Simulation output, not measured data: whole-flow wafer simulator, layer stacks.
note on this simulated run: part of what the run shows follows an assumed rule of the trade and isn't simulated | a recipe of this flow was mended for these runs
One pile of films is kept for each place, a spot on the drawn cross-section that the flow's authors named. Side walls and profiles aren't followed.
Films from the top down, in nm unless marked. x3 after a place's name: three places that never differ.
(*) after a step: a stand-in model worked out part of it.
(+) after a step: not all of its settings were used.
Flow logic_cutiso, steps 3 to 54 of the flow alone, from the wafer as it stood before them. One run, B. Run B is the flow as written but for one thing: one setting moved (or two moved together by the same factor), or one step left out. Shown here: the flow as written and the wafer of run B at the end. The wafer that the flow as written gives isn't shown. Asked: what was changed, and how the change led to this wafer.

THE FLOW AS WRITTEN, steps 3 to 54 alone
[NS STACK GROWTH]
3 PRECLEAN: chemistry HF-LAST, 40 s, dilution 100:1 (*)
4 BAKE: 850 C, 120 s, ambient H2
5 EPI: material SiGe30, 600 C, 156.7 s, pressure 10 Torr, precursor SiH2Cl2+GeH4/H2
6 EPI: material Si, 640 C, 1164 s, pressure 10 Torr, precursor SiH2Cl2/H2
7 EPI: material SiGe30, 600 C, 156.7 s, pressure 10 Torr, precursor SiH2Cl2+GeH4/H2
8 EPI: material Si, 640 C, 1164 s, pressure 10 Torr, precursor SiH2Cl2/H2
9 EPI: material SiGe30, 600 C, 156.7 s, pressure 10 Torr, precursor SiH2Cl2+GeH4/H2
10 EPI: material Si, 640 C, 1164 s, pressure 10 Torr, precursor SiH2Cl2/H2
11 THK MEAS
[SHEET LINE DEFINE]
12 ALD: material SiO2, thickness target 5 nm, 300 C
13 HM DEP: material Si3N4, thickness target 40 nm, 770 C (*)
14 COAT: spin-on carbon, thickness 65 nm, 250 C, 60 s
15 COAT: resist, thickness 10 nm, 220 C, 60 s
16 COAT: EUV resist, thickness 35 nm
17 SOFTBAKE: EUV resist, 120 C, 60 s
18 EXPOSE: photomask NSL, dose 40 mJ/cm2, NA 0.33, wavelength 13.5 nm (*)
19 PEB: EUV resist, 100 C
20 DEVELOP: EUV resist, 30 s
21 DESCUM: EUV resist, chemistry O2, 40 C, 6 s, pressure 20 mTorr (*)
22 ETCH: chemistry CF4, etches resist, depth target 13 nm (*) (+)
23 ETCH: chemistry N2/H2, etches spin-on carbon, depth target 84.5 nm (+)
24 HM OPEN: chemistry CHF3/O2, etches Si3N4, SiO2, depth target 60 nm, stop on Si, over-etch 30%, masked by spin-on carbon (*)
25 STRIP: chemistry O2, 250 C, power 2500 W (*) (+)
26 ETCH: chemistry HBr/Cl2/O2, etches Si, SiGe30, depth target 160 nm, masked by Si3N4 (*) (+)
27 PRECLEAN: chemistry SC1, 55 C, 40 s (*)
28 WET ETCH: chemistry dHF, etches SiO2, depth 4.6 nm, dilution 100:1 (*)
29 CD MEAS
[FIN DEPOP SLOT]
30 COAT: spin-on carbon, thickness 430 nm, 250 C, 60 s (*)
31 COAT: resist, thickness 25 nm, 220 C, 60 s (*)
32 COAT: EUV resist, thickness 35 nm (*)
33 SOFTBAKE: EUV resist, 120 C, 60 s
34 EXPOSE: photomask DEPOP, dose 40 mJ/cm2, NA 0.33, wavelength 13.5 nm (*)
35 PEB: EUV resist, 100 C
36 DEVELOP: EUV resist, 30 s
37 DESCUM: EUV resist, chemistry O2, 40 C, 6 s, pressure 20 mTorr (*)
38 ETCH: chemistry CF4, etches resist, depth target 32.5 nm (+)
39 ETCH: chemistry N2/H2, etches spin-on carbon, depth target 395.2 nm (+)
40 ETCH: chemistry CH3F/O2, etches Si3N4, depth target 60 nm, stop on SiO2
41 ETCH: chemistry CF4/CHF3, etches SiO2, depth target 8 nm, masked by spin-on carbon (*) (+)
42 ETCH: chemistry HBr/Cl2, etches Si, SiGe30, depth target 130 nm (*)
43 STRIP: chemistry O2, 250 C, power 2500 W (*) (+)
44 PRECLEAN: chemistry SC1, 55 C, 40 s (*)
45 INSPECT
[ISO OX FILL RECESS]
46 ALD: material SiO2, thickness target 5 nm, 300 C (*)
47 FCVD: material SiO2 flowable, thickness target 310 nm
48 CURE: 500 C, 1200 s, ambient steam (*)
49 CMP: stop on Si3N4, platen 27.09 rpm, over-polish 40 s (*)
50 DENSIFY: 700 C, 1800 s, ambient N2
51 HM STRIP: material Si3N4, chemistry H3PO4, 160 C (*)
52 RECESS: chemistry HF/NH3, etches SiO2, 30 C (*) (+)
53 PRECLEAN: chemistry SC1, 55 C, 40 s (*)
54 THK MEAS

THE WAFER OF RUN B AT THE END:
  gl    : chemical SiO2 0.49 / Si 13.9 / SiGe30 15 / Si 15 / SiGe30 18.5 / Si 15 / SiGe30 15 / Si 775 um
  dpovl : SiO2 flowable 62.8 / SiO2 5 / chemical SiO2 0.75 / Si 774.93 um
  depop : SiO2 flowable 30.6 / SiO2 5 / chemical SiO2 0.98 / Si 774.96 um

The cause: step 7, EPI: 612 C was run, where the flow has 600 C.

How the change led to this, step by step:
  7 EPI: material SiGe30, 600 C, 156.7 s, pressure 10 Torr, precursor SiH2Cl2+GeH4/H2
      depop, dpovl, gfld and 19 more: SiGe30 +18.5 (new film) (as written it would be: SiGe30 +15 (new film))
  26 ETCH: chemistry HBr/Cl2/O2, etches Si, SiGe30, depth target 160 nm, masked by Si3N4 (*) (+)
      dpovl, gfld, gxf, iso, isow, lnri, nsgap: chemical SiO2 -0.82 (all of it), Si -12 (all of it), SiGe30 -15 (all of it), Si -15 (all of it), SiGe30 -18.5 (all of it), Si -15 (all of it), SiGe30 -15 (all of it), Si -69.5 (as written it would be: chemical SiO2 -0.82 (all of it), Si -12 (all of it), SiGe30 -15 (all of it), Si -15 (all of it), SiGe30 -15 (all of it), Si -15 (all of it), SiGe30 -15 (all of it), Si -73)
  42 ETCH: chemistry HBr/Cl2, etches Si, SiGe30, depth target 130 nm (*)
      depop: Si -13.8 (all of it), SiGe30 -15 (all of it), Si -15 (all of it), SiGe30 -18.5 (all of it), Si -15 (all of it), SiGe30 -15 (all of it), Si -37.7 (as written it would be: Si -13.8 (all of it), SiGe30 -15 (all of it), Si -15 (all of it), SiGe30 -15 (all of it), Si -15 (all of it), SiGe30 -15 (all of it), Si -41.2)
